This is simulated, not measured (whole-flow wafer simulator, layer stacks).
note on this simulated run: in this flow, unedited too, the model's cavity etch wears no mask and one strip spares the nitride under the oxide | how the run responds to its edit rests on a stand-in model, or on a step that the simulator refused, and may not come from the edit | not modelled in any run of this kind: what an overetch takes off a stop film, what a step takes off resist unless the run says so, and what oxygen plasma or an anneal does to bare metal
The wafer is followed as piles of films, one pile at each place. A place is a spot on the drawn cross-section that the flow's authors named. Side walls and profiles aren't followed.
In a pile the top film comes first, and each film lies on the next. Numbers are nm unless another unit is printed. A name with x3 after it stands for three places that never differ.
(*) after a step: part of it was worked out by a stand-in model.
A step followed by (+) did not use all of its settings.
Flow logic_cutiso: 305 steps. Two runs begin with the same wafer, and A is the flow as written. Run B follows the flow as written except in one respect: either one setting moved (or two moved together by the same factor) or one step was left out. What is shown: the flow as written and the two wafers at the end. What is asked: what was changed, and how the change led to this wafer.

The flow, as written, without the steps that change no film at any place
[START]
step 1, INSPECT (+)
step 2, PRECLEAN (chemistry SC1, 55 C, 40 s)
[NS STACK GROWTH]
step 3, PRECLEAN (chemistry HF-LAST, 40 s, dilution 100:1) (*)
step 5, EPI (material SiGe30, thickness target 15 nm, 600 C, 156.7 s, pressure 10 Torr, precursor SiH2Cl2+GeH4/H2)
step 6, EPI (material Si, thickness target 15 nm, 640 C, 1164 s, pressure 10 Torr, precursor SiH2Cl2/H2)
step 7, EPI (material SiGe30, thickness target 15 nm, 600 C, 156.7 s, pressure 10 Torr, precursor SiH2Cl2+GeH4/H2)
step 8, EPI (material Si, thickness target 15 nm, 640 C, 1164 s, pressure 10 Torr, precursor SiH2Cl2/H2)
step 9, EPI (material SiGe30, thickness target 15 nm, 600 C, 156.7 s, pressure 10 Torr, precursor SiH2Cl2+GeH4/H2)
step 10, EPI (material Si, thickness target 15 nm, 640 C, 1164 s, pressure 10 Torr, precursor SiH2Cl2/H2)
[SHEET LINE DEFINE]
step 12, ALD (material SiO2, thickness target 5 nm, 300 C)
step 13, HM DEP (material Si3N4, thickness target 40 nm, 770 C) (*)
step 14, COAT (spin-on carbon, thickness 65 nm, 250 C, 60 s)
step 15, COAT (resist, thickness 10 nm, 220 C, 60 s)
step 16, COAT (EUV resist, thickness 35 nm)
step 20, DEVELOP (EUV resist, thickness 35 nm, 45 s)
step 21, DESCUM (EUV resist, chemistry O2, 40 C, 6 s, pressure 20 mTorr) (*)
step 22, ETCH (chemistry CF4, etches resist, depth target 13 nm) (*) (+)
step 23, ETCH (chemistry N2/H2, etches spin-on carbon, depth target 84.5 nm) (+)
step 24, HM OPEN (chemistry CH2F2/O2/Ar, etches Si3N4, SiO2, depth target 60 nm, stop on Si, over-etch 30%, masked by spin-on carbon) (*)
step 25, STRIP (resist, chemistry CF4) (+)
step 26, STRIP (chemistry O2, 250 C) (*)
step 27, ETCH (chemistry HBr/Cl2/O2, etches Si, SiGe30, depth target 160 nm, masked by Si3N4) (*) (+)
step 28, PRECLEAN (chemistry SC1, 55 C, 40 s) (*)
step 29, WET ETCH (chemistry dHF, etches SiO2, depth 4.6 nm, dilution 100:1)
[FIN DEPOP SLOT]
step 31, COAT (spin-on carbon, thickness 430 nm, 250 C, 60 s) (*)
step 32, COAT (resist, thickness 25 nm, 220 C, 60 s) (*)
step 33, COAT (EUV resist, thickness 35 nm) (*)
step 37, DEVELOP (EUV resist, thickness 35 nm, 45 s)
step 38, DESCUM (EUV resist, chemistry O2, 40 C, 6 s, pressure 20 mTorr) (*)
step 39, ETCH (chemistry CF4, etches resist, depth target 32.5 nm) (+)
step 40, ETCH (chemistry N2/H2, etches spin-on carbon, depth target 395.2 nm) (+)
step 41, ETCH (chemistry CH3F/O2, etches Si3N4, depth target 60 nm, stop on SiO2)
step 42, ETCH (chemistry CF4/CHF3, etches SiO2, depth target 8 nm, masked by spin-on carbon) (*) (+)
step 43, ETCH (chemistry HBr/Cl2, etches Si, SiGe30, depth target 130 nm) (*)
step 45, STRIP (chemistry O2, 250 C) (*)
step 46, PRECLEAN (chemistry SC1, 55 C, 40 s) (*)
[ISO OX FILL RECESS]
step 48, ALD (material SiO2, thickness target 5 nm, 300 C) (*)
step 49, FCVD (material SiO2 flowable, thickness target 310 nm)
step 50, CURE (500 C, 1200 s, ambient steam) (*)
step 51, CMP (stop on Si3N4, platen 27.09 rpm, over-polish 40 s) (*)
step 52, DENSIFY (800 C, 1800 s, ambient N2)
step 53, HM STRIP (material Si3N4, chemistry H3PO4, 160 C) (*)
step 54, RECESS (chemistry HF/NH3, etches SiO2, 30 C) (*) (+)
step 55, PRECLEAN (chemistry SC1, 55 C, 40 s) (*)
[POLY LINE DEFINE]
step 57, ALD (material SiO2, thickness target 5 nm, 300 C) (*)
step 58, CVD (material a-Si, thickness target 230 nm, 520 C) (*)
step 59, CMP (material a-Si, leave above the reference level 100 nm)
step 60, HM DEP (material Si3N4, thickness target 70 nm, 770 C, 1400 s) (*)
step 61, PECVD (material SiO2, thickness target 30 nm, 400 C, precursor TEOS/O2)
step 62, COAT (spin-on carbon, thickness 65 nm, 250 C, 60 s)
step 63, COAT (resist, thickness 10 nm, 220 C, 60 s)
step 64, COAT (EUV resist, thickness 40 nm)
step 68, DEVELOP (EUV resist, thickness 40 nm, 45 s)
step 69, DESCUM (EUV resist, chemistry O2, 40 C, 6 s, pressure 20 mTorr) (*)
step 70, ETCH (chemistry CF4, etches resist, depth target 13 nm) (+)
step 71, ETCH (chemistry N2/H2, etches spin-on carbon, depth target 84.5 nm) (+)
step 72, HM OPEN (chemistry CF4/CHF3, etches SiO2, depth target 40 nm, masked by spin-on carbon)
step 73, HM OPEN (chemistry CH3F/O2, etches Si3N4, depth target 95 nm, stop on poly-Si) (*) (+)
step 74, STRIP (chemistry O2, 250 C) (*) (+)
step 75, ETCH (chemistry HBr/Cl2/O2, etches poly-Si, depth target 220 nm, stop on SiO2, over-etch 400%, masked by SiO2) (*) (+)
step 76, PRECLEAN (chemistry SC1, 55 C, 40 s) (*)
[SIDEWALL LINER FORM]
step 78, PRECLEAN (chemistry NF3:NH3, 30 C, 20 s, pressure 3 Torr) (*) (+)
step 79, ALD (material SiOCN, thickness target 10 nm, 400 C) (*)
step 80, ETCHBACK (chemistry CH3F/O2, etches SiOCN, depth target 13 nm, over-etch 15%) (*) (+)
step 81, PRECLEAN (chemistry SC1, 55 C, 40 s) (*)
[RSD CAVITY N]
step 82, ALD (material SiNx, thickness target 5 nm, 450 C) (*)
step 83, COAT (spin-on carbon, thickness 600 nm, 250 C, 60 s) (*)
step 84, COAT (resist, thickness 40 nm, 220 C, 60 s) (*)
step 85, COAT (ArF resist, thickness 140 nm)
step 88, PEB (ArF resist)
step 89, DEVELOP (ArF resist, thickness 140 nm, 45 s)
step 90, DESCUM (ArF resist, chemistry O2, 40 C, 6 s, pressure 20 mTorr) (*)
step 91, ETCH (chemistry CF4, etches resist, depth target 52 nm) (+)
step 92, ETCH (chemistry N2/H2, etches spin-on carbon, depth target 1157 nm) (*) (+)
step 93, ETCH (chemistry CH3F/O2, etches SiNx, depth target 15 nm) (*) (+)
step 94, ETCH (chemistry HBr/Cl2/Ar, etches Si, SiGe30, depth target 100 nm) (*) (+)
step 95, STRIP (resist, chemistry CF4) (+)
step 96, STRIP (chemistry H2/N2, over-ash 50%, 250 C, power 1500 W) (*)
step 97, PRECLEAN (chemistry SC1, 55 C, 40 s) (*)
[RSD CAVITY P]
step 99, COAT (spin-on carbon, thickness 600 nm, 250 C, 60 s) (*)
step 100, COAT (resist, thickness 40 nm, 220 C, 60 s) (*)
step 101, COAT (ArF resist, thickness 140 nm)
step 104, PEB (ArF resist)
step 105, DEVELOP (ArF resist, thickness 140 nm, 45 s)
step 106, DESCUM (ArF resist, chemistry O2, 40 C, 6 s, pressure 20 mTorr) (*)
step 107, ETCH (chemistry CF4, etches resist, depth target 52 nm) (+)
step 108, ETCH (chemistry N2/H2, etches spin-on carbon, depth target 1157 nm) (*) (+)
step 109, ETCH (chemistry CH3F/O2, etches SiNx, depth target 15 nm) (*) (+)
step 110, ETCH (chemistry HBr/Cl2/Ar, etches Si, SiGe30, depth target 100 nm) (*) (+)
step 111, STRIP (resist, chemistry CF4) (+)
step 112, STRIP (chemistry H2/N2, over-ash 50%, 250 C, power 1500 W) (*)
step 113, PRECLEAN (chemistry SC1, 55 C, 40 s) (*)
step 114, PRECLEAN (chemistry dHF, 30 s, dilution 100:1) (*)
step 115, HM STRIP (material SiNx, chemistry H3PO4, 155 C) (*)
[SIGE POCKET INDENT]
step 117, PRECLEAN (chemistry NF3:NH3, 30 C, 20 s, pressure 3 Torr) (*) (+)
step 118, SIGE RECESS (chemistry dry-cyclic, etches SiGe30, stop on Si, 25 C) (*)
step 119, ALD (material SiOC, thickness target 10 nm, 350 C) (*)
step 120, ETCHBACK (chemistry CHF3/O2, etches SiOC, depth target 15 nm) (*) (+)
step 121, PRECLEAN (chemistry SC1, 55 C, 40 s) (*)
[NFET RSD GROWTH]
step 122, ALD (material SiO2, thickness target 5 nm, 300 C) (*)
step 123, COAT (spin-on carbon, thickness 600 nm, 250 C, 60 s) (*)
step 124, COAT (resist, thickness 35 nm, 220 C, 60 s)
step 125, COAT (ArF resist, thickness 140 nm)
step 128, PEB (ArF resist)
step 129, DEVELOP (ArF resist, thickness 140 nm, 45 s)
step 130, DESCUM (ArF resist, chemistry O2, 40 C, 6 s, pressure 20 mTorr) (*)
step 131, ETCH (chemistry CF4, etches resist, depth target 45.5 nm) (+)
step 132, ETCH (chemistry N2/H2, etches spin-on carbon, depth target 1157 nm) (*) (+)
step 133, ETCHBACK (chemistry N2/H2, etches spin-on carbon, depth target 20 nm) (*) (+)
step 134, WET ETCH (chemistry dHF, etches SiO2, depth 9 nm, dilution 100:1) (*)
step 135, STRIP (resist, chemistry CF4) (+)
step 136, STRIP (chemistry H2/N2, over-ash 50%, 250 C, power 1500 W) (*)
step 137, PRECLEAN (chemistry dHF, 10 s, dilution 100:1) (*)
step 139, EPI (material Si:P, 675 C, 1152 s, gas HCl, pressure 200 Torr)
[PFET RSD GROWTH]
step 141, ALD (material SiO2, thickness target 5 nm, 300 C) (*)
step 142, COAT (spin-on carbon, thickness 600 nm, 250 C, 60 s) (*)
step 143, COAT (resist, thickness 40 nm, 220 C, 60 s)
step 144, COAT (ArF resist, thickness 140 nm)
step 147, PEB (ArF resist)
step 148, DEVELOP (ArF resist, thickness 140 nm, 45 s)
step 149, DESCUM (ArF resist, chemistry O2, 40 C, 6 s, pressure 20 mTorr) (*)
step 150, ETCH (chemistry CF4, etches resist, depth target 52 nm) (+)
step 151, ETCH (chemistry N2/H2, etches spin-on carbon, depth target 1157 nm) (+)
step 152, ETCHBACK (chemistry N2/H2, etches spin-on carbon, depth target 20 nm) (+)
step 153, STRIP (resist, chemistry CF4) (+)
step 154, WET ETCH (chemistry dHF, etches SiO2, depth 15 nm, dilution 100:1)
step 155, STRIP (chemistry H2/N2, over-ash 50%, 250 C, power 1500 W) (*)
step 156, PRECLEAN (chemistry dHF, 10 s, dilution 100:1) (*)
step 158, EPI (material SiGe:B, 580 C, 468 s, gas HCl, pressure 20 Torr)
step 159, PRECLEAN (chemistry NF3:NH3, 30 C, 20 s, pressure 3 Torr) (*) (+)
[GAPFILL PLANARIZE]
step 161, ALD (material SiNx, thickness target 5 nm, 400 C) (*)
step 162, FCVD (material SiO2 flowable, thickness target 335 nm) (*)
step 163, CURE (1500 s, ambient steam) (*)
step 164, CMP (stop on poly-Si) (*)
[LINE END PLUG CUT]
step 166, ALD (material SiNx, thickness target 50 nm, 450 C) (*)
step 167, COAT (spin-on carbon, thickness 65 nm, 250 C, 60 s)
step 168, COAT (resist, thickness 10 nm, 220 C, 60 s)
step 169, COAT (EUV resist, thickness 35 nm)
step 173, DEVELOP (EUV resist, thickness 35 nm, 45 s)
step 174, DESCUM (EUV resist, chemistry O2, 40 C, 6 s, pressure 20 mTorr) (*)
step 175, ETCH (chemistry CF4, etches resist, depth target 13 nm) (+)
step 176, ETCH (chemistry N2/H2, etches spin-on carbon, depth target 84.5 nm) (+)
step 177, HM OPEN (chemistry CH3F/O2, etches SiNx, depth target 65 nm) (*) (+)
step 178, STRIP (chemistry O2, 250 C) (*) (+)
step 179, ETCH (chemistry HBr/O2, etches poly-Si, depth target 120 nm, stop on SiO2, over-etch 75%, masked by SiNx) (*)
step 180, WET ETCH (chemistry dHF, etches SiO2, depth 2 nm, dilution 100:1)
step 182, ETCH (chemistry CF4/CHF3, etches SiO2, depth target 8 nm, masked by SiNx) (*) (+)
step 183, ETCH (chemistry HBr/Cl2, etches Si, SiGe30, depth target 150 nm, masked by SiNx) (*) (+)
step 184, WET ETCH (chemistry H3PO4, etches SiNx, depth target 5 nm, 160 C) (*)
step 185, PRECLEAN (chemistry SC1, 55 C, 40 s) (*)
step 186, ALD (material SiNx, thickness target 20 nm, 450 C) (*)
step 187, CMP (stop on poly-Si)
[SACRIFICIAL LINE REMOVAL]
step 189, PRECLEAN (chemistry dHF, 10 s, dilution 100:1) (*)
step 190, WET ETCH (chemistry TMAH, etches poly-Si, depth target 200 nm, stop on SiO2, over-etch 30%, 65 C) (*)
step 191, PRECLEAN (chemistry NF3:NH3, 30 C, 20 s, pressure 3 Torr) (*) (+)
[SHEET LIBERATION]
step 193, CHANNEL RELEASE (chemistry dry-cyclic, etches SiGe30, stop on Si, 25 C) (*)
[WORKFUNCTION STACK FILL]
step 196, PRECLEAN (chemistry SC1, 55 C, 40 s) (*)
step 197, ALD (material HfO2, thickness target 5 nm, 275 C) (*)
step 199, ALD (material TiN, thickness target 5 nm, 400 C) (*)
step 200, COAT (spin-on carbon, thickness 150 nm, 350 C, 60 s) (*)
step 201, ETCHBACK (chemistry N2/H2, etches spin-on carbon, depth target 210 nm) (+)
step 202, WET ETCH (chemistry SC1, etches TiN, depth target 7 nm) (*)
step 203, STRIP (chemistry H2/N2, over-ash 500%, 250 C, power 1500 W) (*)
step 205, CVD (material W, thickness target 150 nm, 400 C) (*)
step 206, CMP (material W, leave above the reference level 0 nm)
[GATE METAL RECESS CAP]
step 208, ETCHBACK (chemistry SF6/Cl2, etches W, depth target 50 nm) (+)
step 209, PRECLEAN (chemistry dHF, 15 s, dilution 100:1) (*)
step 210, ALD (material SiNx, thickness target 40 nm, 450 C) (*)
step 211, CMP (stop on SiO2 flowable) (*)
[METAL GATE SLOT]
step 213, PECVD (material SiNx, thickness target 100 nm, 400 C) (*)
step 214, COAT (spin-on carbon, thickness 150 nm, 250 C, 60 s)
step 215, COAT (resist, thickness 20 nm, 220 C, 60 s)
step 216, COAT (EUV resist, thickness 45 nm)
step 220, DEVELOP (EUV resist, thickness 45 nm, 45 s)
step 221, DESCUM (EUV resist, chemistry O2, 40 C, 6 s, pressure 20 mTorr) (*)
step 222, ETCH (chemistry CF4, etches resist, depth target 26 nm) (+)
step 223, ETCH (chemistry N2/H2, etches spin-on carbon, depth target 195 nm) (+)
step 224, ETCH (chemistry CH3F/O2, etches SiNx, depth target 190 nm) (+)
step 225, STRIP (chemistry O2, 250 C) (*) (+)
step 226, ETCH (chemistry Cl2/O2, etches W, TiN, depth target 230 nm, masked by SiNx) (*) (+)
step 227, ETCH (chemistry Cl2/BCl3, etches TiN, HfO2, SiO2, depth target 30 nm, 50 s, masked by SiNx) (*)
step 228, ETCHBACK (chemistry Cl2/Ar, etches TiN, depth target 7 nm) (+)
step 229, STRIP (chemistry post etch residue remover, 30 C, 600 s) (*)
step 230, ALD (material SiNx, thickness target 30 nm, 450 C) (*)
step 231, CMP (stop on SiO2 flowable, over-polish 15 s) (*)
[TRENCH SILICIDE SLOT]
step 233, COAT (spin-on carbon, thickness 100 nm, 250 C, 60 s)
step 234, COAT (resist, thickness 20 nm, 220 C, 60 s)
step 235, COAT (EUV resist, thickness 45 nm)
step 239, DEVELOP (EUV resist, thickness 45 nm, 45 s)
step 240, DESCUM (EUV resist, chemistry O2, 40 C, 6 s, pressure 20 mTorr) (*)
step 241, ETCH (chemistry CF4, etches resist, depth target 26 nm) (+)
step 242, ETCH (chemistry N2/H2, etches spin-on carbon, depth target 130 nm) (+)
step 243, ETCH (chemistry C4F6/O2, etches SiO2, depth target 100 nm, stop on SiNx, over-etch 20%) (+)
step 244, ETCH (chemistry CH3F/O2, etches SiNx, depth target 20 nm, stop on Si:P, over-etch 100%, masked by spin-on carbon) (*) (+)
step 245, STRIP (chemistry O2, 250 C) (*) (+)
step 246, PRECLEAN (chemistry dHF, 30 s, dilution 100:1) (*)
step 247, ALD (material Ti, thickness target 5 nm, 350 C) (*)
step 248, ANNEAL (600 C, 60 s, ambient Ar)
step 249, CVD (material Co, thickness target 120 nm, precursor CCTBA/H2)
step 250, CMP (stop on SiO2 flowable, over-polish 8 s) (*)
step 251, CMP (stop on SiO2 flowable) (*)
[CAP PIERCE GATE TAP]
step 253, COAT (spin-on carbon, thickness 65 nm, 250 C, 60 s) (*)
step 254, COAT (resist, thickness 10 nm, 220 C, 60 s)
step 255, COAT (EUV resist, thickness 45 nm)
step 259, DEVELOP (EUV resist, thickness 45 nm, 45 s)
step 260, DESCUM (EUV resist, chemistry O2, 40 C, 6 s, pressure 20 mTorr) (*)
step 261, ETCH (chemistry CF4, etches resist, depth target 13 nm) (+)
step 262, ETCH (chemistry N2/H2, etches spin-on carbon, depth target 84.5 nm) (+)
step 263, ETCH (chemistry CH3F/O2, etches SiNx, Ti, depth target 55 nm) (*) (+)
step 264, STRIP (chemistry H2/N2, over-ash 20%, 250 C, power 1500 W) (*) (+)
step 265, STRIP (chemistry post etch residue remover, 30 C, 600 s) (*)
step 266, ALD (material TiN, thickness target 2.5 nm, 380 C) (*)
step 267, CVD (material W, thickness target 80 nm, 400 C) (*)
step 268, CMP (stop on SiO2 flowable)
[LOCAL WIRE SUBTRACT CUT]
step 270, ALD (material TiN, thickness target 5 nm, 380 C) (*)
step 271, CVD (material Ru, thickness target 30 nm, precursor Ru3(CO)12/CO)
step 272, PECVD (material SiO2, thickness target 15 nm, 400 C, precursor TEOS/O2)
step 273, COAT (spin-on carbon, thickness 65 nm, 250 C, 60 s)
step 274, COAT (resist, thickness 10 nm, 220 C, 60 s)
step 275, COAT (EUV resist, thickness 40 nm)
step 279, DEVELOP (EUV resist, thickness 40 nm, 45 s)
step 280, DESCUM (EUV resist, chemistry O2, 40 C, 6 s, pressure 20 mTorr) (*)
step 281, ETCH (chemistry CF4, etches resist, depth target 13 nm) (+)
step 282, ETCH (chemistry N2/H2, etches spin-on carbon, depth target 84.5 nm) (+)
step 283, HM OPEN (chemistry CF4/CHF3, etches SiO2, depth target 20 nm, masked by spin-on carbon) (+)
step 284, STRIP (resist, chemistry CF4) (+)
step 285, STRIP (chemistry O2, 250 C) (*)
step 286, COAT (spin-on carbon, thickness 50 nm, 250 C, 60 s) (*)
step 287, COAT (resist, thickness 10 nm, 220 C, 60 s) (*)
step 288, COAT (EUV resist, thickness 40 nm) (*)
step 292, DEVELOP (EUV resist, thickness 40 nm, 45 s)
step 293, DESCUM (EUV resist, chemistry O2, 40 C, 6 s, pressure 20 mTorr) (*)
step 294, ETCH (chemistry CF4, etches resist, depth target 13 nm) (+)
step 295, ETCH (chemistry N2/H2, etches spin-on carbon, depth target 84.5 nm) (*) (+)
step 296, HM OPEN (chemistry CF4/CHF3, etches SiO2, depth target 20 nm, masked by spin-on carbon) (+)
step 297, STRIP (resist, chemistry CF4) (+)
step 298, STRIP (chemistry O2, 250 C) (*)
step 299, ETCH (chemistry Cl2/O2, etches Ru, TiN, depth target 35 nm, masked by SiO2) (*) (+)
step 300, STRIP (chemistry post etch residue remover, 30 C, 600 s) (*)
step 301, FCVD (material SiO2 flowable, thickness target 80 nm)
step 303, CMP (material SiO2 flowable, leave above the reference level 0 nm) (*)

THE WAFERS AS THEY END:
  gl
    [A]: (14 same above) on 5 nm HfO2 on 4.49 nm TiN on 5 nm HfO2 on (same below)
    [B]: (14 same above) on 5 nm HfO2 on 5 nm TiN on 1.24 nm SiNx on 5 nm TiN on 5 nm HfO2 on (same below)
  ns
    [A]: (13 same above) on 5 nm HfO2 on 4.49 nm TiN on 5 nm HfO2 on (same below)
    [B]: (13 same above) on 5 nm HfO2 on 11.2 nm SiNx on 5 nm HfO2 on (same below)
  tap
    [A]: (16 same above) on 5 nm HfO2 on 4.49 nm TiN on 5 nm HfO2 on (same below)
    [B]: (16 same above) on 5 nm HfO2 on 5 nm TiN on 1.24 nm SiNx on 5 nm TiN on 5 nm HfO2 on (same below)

What caused this: step 7, EPI: 227.2 s was run, though the flow has 156.7 s.

The path from the change to this, step by step:
  step 7, EPI (material SiGe30, thickness target 15 nm, 600 C, 156.7 s, pressure 10 Torr, precursor SiH2Cl2+GeH4/H2)
      depop, dpovl, gfld and 19 more: A +15 SiGe30 (new film) | B +21.8 SiGe30 (new film)
  step 27, ETCH (chemistry HBr/Cl2/O2, etches Si, SiGe30, depth target 160 nm, masked by Si3N4) (*) (+)
      gfld, gxf, iso, lnri: A -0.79 chemical SiO2 (all of it), -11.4 Si (all of it), -15 SiGe30 (all of it), -15 Si (all of it), -15 SiGe30 (all of it), -15 Si (all of it), -15 SiGe30 (all of it), -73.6 Si | B -0.79 chemical SiO2 (all of it), -11.4 Si (all of it), -15 SiGe30 (all of it), -15 Si (all of it), -21.8 SiGe30 (all of it), -15 Si (all of it), -15 SiGe30 (all of it), -66.9 Si
      dpovl, nsgap: A -0.79 chemical SiO2 (all of it), -11.8 Si (all of it), -15 SiGe30 (all of it), -15 Si (all of it), -15 SiGe30 (all of it), -15 Si (all of it), -15 SiGe30 (all of it), -73.2 Si | B -0.79 chemical SiO2 (all of it), -11.8 Si (all of it), -15 SiGe30 (all of it), -15 Si (all of it), -21.8 SiGe30 (all of it), -15 Si (all of it), -15 SiGe30 (all of it), -66.5 Si
      (and at 1 other place as well)
  step 43, ETCH (chemistry HBr/Cl2, etches Si, SiGe30, depth target 130 nm) (*)
      depop: A -14 Si (all of it), -15 SiGe30 (all of it), -15 Si (all of it), -15 SiGe30 (all of it), -15 Si (all of it), -15 SiGe30 (all of it), -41 Si | B -14 Si (all of it), -15 SiGe30 (all of it), -15 Si (all of it), -21.8 SiGe30 (all of it), -15 Si (all of it), -15 SiGe30 (all of it), -34.2 Si
  step 94, ETCH (chemistry HBr/Cl2/Ar, etches Si, SiGe30, depth target 100 nm) (*) (+)
      rsdn, rsdx: A -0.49 chemical SiO2 (all of it), -12.8 Si (all of it), -15 SiGe30 (all of it), -15 Si (all of it), -15 SiGe30 (all of it), -15 Si (all of it), -15 SiGe30 (all of it), -12.2 Si | B -0.49 chemical SiO2 (all of it), -12.8 Si (all of it), -15 SiGe30 (all of it), -15 Si (all of it), -21.8 SiGe30 (all of it), -15 Si (all of it), -15 SiGe30 (all of it), -5.41 Si
  step 110, ETCH (chemistry HBr/Cl2/Ar, etches Si, SiGe30, depth target 100 nm) (*) (+)
      rsdp, rsdw: A -0.49 chemical SiO2 (all of it), -12.8 Si (all of it), -15 SiGe30 (all of it), -15 Si (all of it), -15 SiGe30 (all of it), -15 Si (all of it), -15 SiGe30 (all of it), -12.2 Si | B -0.49 chemical SiO2 (all of it), -12.8 Si (all of it), -15 SiGe30 (all of it), -15 Si (all of it), -21.8 SiGe30 (all of it), -15 Si (all of it), -15 SiGe30 (all of it), -5.41 Si
  step 118, SIGE RECESS (chemistry dry-cyclic, etches SiGe30, stop on Si, 25 C) (*)
      lnr, lnrp, lnrt: A -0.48 SiOCN, -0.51 Si, +16 cavity (new film), -15 SiGe30 (all of it), -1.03 Si, +16 cavity (new film), -15 SiGe30 (all of it), -1.03 Si, +16 cavity (new film), -15 SiGe30 (all of it), -0.51 Si | B -0.48 SiOCN, -0.51 Si, +16 cavity (new film), -15 SiGe30 (all of it), -1.03 Si, +22.8 cavity (new film), -21.8 SiGe30 (all of it), -1.03 Si, +16 cavity (new film), -15 SiGe30 (all of it), -0.51 Si
  step 119, ALD (material SiOC, thickness target 10 nm, 350 C) (*)
      lnr, lnrp, lnrt: A +10 SiOC (new film), +16 SiOC (new film), -16 cavity (all of it), +16 SiOC (new film), -16 cavity (all of it), +16 SiOC (new film), -16 cavity (all of it) | B +10 SiOC (new film), +16 SiOC (new film), -16 cavity (all of it), +22.8 SiOC (new film), -22.8 cavity (all of it), +16 SiOC (new film), -16 cavity (all of it)
  step 183, ETCH (chemistry HBr/Cl2, etches Si, SiGe30, depth target 150 nm, masked by SiNx) (*) (+)
      plug: A -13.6 Si (all of it), -15 SiGe30 (all of it), -15 Si (all of it), -15 SiGe30 (all of it), -15 Si (all of it), -15 SiGe30 (all of it), -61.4 Si | B -13.6 Si (all of it), -15 SiGe30 (all of it), -15 Si (all of it), -21.8 SiGe30 (all of it), -15 Si (all of it), -15 SiGe30 (all of it), -54.7 Si
  step 193, CHANNEL RELEASE (chemistry dry-cyclic, etches SiGe30, stop on Si, 25 C) (*)
      gl, glp, gxn, gxp, ns, tap: A +0.8 chemical SiO2 (new film), -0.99 Si, +0.8 chemical SiO2 (new film), +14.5 cavity (new film), +0.8 chemical SiO2 (new film), -15 SiGe30 (all of it), -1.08 Si, +0.8 chemical SiO2 (new film), +14.5 cavity (new film), +0.8 chemical SiO2 (new film), -15 SiGe30 (all of it), -1.08 Si, +0.8 chemical SiO2 (new film), +14.5 cavity (new film), +0.8 chemical SiO2 (new film), -15 SiGe30 (all of it), -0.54 Si | B +0.8 chemical SiO2 (new film), -0.99 Si, +0.8 chemical SiO2 (new film), +14.5 cavity (new film), +0.8 chemical SiO2 (new film), -15 SiGe30 (all of it), -1.08 Si, +0.8 chemical SiO2 (new film), +21.2 cavity (new film), +0.8 chemical SiO2 (new film), -21.8 SiGe30 (all of it), -1.08 Si, +0.8 chemical SiO2 (new film), +14.5 cavity (new film), +0.8 chemical SiO2 (new film), -15 SiGe30 (all of it), -0.54 Si
  step 199, ALD (material TiN, thickness target 5 nm, 400 C) (*)
      gl, glp, tap: A +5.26 TiN (new film), +4.49 TiN (new film), -4.49 cavity (all of it), +4.49 TiN (new film), -4.49 cavity (all of it), +4.49 TiN (new film), -4.49 cavity (all of it) | B +5.26 TiN (new film), +4.49 TiN (new film), -4.49 cavity (all of it), +5 TiN (new film), -10 cavity, +5 TiN (new film), +4.49 TiN (new film), -4.49 cavity (all of it)
      gxn, gxp, ns: A +5 TiN (new film), +4.49 TiN (new film), -4.49 cavity (all of it), +4.49 TiN (new film), -4.49 cavity (all of it), +4.49 TiN (new film), -4.49 cavity (all of it) | B +5 TiN (new film), +4.49 TiN (new film), -4.49 cavity (all of it), +5 TiN (new film), -10 cavity, +5 TiN (new film), +4.49 TiN (new film), -4.49 cavity (all of it)
  step 202, WET ETCH (chemistry SC1, etches TiN, depth target 7 nm) (*)
      ns: A -5 TiN (all of it) | B -5 TiN (all of it), -5 TiN (all of it), +10 cavity, -5 TiN (all of it)
  step 210, ALD (material SiNx, thickness target 40 nm, 450 C) (*)
      gl, glp, gxn, gxp, tap: A +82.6 SiNx (new film) | B +82.6 SiNx (new film), +1.24 SiNx (new film), -1.24 cavity (all of it)
      ns: A +40 SiNx (new film) | B +40 SiNx (new film), +11.2 SiNx (new film), -11.2 cavity (all of it)
Taking metal films that touch as one body, gl has 5 bodies (between them, from the top down: HfO2 5 / chemical SiO2 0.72 / Si 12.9 / chemical SiO2 0.8 / HfO2 5; HfO2 5 / chemical SiO2 0.8 / Si 13.9 / chemical SiO2 0.8 / HfO2 5; SiNx 1.24; HfO2 5 / chemical SiO2 0.8 / Si 13.9 / chemical SiO2 0.8 / HfO2 5); the flow as written gives 4 bodies (between them, from the top down: HfO2 5 / chemical SiO2 0.72 / Si 12.9 / chemical SiO2 0.8 / HfO2 5; HfO2 5 / chemical SiO2 0.8 / Si 13.9 / chemical SiO2 0.8 / HfO2 5; HfO2 5 / chemical SiO2 0.8 / Si 13.9 / chemical SiO2 0.8 / HfO2 5).
Taking metal films that touch as one body, ns has 3 bodies (between them, from the top down: HfO2 5 / chemical SiO2 0.72 / Si 12.9 / chemical SiO2 0.8 / HfO2 5; HfO2 5 / chemical SiO2 0.8 / Si 13.9 / chemical SiO2 0.8 / HfO2 5 / SiNx 11.2 / HfO2 5 / chemical SiO2 0.8 / Si 13.9 / chemical SiO2 0.8 / HfO2 5); the flow as written gives 4 bodies (between them, from the top down: HfO2 5 / chemical SiO2 0.72 / Si 12.9 / chemical SiO2 0.8 / HfO2 5; HfO2 5 / chemical SiO2 0.8 / Si 13.9 / chemical SiO2 0.8 / HfO2 5; HfO2 5 / chemical SiO2 0.8 / Si 13.9 / chemical SiO2 0.8 / HfO2 5).
Taking metal films that touch as one body, tap has 5 bodies (between them, from the top down: HfO2 5 / chemical SiO2 0.72 / Si 12.9 / chemical SiO2 0.8 / HfO2 5; HfO2 5 / chemical SiO2 0.8 / Si 13.9 / chemical SiO2 0.8 / HfO2 5; SiNx 1.24; HfO2 5 / chemical SiO2 0.8 / Si 13.9 / chemical SiO2 0.8 / HfO2 5); the flow as written gives 4 bodies (between them, from the top down: HfO2 5 / chemical SiO2 0.72 / Si 12.9 / chemical SiO2 0.8 / HfO2 5; HfO2 5 / chemical SiO2 0.8 / Si 13.9 / chemical SiO2 0.8 / HfO2 5; HfO2 5 / chemical SiO2 0.8 / Si 13.9 / chemical SiO2 0.8 / HfO2 5).
